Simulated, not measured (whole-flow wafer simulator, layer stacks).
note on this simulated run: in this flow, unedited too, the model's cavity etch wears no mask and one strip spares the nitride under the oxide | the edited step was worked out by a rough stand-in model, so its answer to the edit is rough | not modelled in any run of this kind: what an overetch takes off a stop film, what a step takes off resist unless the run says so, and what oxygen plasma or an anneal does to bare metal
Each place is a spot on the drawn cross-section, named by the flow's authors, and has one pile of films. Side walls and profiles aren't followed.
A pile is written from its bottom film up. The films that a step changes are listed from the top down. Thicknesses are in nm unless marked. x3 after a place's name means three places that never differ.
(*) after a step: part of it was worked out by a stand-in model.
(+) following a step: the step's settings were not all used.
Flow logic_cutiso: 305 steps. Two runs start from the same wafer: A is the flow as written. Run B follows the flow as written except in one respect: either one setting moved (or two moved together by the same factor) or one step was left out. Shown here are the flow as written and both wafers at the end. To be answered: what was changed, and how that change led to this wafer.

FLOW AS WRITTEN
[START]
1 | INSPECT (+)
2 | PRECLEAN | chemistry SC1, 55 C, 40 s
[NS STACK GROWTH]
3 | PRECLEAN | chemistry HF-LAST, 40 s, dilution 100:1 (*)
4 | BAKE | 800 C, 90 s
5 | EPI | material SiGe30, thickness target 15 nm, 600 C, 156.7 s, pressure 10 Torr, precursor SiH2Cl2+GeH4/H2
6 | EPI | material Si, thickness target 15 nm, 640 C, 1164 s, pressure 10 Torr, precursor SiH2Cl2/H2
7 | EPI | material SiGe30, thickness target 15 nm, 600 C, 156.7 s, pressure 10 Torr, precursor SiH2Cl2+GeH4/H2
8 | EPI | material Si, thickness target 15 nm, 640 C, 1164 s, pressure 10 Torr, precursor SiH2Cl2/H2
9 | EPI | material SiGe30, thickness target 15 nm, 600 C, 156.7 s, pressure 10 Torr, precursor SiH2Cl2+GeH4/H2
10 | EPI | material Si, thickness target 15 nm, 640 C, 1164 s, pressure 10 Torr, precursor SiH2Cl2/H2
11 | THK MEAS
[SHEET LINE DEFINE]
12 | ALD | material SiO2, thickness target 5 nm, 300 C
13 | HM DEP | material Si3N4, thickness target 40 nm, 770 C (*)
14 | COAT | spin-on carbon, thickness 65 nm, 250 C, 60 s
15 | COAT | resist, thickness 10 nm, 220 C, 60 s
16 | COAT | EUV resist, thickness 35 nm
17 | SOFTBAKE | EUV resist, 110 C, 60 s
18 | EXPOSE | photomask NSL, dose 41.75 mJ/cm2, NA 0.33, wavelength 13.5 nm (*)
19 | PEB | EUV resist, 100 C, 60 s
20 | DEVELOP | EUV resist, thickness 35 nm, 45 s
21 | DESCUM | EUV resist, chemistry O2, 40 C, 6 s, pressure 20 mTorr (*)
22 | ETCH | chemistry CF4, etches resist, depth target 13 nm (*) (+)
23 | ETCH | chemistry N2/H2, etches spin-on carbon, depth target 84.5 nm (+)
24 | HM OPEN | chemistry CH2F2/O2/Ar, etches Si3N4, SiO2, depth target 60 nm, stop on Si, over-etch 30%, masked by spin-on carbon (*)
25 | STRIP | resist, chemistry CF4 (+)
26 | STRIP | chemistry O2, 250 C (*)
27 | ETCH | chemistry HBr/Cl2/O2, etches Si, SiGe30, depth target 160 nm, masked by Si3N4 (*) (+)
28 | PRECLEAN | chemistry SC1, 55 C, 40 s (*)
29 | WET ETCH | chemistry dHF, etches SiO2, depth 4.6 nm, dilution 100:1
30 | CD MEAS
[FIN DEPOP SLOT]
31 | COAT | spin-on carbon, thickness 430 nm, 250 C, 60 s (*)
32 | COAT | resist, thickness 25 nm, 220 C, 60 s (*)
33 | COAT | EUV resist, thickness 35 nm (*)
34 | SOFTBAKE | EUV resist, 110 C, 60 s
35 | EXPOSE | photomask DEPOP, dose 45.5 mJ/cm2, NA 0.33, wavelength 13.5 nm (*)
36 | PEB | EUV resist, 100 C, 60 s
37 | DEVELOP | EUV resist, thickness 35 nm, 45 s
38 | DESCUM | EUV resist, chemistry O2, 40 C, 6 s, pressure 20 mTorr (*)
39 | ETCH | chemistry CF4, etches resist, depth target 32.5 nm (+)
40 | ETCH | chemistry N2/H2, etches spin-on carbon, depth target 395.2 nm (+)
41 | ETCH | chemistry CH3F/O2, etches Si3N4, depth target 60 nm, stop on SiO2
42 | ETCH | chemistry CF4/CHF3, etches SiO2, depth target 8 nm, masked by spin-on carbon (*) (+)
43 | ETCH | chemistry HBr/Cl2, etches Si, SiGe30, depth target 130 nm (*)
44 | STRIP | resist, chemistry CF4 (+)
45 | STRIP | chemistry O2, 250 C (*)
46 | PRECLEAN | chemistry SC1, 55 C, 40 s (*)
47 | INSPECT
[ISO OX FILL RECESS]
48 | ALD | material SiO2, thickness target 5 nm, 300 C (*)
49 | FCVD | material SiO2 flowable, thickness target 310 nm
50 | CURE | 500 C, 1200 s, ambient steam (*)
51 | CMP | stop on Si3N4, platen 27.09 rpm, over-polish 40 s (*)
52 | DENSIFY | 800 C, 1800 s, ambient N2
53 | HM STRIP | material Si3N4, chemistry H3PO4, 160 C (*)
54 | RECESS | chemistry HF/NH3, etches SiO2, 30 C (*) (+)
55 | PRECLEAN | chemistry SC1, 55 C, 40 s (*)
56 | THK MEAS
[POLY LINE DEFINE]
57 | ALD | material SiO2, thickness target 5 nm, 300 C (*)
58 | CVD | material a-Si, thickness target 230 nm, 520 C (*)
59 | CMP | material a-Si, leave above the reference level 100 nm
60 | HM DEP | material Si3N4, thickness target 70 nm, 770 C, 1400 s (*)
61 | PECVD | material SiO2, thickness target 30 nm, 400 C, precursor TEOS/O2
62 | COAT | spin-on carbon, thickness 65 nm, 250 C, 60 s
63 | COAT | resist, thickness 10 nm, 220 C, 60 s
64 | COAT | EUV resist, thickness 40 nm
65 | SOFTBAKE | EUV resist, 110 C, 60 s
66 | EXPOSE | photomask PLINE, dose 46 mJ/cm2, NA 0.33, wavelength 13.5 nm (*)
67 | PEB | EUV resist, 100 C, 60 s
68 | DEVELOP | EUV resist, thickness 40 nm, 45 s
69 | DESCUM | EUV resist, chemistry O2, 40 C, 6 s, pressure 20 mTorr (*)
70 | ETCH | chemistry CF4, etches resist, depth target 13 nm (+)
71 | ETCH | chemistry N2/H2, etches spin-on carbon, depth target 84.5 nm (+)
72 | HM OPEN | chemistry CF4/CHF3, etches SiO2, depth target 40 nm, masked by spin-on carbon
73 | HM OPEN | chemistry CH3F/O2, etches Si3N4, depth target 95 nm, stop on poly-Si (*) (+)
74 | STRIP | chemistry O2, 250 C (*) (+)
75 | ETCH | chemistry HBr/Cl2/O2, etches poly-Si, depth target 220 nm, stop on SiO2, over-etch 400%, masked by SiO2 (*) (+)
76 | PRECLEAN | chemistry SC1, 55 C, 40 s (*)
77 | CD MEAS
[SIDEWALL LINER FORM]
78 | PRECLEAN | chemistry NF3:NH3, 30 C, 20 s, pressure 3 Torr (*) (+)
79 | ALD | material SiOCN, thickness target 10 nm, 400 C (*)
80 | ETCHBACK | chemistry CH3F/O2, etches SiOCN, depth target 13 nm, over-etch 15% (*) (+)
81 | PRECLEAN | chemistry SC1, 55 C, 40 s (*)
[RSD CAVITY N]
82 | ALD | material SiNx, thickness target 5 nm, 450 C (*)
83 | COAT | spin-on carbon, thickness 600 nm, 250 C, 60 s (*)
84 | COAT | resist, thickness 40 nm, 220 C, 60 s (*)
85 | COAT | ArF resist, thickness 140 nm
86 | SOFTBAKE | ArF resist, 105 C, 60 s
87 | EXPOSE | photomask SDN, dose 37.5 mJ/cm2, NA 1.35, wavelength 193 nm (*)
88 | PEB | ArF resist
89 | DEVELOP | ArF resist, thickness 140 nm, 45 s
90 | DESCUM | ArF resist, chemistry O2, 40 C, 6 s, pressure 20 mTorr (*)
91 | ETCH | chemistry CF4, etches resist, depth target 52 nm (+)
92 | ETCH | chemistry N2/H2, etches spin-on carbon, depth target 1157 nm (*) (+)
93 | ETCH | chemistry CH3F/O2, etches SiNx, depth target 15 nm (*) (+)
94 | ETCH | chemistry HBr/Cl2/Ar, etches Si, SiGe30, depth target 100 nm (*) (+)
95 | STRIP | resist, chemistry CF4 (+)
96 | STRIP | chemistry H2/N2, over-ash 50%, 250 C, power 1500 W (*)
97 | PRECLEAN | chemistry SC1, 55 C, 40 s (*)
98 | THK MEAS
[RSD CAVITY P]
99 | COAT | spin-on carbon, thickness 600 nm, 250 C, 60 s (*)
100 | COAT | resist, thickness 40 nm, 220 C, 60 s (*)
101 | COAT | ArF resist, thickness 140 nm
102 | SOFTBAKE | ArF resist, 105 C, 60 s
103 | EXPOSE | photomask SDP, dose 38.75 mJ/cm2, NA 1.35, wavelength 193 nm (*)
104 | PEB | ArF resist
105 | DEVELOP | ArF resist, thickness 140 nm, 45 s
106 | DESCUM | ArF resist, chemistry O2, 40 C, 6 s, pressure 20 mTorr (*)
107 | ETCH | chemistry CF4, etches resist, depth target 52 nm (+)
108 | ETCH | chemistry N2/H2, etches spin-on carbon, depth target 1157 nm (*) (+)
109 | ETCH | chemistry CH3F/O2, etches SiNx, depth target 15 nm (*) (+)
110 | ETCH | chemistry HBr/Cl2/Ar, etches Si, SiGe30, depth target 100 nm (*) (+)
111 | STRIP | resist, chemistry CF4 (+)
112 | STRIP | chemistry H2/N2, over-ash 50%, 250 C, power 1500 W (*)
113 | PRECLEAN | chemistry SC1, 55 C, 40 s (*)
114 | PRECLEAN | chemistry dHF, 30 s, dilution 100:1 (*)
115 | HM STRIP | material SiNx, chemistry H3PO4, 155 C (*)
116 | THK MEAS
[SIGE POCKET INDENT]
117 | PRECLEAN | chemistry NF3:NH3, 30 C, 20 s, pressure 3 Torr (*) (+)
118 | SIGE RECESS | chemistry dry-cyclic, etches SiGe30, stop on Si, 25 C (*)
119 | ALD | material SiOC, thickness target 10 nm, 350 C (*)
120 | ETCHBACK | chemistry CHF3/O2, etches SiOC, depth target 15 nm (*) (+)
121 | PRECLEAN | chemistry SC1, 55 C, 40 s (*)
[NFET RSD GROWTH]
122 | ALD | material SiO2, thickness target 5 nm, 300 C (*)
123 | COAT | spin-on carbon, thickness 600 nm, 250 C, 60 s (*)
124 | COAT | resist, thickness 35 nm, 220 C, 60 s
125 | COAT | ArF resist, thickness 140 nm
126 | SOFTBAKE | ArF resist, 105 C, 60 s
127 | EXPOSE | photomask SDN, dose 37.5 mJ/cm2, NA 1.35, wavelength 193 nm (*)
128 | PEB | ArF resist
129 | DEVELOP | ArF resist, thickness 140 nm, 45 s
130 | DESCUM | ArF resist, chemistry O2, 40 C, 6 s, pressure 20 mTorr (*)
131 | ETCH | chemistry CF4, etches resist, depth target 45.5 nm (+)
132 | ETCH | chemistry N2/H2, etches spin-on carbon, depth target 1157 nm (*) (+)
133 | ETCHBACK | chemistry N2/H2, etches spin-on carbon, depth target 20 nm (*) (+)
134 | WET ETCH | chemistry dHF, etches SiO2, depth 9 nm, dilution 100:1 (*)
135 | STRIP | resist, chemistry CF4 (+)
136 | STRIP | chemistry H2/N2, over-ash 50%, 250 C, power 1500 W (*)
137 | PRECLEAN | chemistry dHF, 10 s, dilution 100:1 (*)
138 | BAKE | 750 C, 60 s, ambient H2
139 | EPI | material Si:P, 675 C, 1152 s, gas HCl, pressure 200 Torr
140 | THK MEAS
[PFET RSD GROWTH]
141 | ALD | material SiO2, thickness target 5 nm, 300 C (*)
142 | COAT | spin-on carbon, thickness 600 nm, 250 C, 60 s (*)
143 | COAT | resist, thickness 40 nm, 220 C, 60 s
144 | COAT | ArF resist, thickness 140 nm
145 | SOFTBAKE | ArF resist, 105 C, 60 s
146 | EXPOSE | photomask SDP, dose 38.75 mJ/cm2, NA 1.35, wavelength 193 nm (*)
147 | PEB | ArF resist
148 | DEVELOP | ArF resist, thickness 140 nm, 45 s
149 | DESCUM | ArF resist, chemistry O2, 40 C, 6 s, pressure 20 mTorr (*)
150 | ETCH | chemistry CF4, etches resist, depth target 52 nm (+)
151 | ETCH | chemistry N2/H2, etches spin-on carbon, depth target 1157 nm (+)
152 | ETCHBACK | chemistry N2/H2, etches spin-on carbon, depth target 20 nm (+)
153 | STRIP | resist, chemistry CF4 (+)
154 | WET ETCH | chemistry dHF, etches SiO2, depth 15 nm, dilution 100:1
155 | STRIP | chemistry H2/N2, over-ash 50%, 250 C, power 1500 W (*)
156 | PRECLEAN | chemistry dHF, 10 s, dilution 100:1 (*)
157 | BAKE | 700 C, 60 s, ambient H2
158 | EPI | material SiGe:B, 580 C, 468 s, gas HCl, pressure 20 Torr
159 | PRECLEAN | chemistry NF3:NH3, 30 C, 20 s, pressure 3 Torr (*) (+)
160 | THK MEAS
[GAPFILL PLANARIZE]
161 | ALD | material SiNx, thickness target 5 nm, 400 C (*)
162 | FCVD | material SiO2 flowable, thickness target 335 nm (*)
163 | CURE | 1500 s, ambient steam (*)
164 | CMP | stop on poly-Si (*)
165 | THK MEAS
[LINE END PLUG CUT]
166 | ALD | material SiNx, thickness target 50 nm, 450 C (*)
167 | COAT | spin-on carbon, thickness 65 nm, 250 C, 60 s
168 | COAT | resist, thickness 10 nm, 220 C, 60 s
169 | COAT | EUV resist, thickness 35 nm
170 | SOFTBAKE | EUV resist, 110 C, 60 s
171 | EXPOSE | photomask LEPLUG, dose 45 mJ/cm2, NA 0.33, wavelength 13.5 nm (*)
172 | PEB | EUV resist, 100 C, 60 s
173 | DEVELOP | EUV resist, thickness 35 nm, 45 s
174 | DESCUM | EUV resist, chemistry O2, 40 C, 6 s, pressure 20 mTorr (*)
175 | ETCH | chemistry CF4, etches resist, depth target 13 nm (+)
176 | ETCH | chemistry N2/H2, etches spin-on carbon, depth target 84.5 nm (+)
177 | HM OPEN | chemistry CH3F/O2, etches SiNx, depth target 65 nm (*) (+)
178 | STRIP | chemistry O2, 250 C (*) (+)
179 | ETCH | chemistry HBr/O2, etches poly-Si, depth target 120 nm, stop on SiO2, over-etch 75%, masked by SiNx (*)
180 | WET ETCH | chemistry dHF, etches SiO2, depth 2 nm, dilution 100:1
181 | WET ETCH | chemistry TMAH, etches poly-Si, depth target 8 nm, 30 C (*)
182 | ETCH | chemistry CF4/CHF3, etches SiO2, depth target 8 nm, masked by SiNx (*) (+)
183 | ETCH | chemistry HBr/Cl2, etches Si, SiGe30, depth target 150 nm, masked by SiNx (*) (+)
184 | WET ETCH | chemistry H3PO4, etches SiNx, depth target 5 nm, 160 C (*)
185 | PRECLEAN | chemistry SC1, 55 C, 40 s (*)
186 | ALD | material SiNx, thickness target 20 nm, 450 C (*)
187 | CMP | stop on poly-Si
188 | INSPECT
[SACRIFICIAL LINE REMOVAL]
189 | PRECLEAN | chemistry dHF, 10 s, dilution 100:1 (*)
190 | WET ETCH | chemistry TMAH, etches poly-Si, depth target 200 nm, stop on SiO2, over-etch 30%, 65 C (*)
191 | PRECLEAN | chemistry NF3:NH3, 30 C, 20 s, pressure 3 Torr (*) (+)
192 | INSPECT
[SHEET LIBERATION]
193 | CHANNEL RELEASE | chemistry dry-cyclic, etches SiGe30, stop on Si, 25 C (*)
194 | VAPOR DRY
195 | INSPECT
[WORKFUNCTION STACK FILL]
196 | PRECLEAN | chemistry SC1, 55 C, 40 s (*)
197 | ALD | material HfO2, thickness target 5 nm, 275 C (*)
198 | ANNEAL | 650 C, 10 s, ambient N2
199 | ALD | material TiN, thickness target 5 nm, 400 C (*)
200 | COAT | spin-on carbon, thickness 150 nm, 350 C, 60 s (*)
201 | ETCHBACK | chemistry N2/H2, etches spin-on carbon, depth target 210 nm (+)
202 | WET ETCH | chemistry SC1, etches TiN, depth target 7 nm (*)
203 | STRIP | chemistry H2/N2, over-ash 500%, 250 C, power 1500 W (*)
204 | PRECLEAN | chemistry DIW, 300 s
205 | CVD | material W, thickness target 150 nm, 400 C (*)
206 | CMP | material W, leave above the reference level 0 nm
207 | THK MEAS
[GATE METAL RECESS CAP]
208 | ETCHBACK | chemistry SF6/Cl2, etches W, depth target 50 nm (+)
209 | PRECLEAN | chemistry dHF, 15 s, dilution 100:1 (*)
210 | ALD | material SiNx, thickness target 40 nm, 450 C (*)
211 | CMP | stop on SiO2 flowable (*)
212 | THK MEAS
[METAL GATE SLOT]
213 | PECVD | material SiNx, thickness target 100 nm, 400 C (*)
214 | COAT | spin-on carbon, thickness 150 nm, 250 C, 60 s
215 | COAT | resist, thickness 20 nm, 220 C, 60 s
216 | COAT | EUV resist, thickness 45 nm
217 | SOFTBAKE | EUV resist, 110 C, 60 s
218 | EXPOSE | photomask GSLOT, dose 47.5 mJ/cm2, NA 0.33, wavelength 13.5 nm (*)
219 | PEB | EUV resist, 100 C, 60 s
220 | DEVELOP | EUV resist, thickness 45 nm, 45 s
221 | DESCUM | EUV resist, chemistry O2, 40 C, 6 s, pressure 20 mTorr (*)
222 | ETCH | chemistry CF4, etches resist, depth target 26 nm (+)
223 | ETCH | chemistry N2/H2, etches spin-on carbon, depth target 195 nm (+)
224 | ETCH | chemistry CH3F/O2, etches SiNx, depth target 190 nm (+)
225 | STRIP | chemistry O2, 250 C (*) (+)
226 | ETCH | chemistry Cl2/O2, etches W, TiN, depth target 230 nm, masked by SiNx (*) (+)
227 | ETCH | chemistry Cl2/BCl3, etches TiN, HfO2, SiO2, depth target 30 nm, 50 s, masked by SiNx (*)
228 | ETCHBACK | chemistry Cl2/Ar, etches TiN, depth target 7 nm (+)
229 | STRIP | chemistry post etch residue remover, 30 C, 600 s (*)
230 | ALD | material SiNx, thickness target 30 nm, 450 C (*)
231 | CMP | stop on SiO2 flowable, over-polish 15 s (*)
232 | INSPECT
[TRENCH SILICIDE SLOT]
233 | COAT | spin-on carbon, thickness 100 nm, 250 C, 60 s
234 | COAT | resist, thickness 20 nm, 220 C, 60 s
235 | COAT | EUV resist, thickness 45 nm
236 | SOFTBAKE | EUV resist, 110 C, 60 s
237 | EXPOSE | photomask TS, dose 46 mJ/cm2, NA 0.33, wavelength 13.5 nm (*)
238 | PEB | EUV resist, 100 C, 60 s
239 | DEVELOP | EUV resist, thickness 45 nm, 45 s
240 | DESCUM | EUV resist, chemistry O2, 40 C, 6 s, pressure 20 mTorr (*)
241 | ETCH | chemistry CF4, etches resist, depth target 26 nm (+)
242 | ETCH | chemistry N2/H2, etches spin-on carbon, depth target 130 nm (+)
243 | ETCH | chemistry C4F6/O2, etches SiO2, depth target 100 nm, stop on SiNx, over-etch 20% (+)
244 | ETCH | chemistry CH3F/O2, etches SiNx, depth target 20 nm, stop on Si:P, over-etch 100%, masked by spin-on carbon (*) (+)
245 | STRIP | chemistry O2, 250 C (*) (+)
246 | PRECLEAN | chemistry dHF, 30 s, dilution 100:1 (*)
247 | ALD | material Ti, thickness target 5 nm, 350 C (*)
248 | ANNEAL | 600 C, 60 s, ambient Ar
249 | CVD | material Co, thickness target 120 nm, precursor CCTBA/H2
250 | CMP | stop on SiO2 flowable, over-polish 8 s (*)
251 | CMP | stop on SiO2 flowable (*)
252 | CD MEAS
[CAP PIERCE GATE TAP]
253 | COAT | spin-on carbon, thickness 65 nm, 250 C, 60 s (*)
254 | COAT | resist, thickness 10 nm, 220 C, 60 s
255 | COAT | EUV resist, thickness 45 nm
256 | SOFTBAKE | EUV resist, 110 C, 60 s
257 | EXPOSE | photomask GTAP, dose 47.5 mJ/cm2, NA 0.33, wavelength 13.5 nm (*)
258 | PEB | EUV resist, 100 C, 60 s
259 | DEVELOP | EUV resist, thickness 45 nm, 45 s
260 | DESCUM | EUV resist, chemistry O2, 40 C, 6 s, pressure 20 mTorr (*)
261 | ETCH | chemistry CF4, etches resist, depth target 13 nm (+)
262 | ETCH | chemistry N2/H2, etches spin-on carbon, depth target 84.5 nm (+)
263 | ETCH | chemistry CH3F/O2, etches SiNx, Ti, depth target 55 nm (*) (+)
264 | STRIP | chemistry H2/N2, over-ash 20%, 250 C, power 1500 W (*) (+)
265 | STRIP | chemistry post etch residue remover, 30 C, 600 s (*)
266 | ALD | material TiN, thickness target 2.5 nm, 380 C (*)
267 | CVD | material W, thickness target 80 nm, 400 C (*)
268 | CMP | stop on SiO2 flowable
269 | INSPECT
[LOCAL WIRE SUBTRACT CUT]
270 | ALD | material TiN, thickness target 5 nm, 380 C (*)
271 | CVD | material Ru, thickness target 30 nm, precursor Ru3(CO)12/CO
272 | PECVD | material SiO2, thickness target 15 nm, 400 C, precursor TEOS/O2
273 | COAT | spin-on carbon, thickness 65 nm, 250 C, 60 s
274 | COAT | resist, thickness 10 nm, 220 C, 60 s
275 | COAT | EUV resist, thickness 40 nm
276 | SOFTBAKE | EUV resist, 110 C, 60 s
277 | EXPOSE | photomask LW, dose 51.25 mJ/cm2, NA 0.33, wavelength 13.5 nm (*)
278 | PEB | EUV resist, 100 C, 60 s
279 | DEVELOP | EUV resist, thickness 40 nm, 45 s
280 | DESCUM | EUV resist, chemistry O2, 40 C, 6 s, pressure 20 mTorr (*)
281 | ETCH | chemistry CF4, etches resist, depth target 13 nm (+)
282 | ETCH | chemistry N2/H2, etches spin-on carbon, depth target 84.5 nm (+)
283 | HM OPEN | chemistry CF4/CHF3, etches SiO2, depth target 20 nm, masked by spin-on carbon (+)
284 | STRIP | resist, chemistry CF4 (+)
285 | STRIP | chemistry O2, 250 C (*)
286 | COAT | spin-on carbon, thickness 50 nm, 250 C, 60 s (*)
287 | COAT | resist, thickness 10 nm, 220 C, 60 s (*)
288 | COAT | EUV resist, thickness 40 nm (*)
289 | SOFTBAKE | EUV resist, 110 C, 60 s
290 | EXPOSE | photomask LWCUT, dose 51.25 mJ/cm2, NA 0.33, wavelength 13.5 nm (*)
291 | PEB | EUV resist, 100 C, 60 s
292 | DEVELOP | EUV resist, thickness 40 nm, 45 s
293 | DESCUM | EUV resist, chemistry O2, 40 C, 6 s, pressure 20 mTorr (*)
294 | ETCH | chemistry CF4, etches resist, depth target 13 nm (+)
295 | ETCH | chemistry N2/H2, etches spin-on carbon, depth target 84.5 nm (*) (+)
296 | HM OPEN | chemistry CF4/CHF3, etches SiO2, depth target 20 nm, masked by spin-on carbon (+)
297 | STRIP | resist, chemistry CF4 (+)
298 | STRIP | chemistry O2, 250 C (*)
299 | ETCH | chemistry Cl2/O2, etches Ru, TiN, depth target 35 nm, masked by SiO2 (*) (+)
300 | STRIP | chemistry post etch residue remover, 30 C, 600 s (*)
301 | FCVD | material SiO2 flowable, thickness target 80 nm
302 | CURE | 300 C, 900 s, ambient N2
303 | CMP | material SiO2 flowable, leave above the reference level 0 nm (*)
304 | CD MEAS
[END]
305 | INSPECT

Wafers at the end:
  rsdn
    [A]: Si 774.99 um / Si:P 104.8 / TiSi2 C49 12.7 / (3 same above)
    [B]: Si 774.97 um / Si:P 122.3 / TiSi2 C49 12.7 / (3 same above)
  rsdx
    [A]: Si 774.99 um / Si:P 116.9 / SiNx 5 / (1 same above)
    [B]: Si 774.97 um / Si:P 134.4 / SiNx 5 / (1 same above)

What caused this: step 94, ETCH: depth target 117.5 nm was run, while the flow as written has depth target 100 nm.

Step by step, how the change led to this:
  94 | ETCH | chemistry HBr/Cl2/Ar, etches Si, SiGe30, depth target 100 nm (*) (+)
      rsdn, rsdx: A -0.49 chemical SiO2 (all of it), -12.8 Si (all of it), -15 SiGe30 (all of it), -15 Si (all of it), -15 SiGe30 (all of it), -15 Si (all of it), -15 SiGe30 (all of it), -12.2 Si | B -0.49 chemical SiO2 (all of it), -12.8 Si (all of it), -15 SiGe30 (all of it), -15 Si (all of it), -15 SiGe30 (all of it), -15 Si (all of it), -15 SiGe30 (all of it), -29.7 Si
  132 | ETCH | chemistry N2/H2, etches spin-on carbon, depth target 1157 nm (*) (+)
      depop, dpovl, gfld and 12 more: A -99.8 ArF resist (all of it), -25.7 resist | B -99.8 ArF resist (all of it), -26.3 resist
  135 | STRIP | resist, chemistry CF4 (+)
      depop, dpovl, gxf and 6 more: A -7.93 resist (all of it) | B -7.38 resist (all of it)
      gfld, glp, iso, lnri, rsdw: A -7.93 resist (all of it) | B -7.37 resist (all of it)
      (as well as at 4 more places)
  139 | EPI | material Si:P, 675 C, 1152 s, gas HCl, pressure 200 Torr
      rsdn, rsdx: A +116.9 Si:P (new film) | B +134.4 Si:P (new film)
  141 | ALD | material SiO2, thickness target 5 nm, 300 C (*)
      gxn: A +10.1 SiO2 (new film) | B +6.09 SiO2 (new film)
  159 | PRECLEAN | chemistry NF3:NH3, 30 C, 20 s, pressure 3 Torr (*) (+)
      gxn: A -7.5 SiO2 | B -4.57 SiO2 (all of it), -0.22 Si3N4
  164 | CMP | stop on poly-Si (*)
      gxn: A -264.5 SiO2 flowable (all of it), -5 SiNx (all of it), -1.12 SiO2 (all of it), -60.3 Si3N4 (all of it) | B -265.5 SiO2 flowable (all of it), -5 SiNx (all of it), -60.5 Si3N4 (all of it)
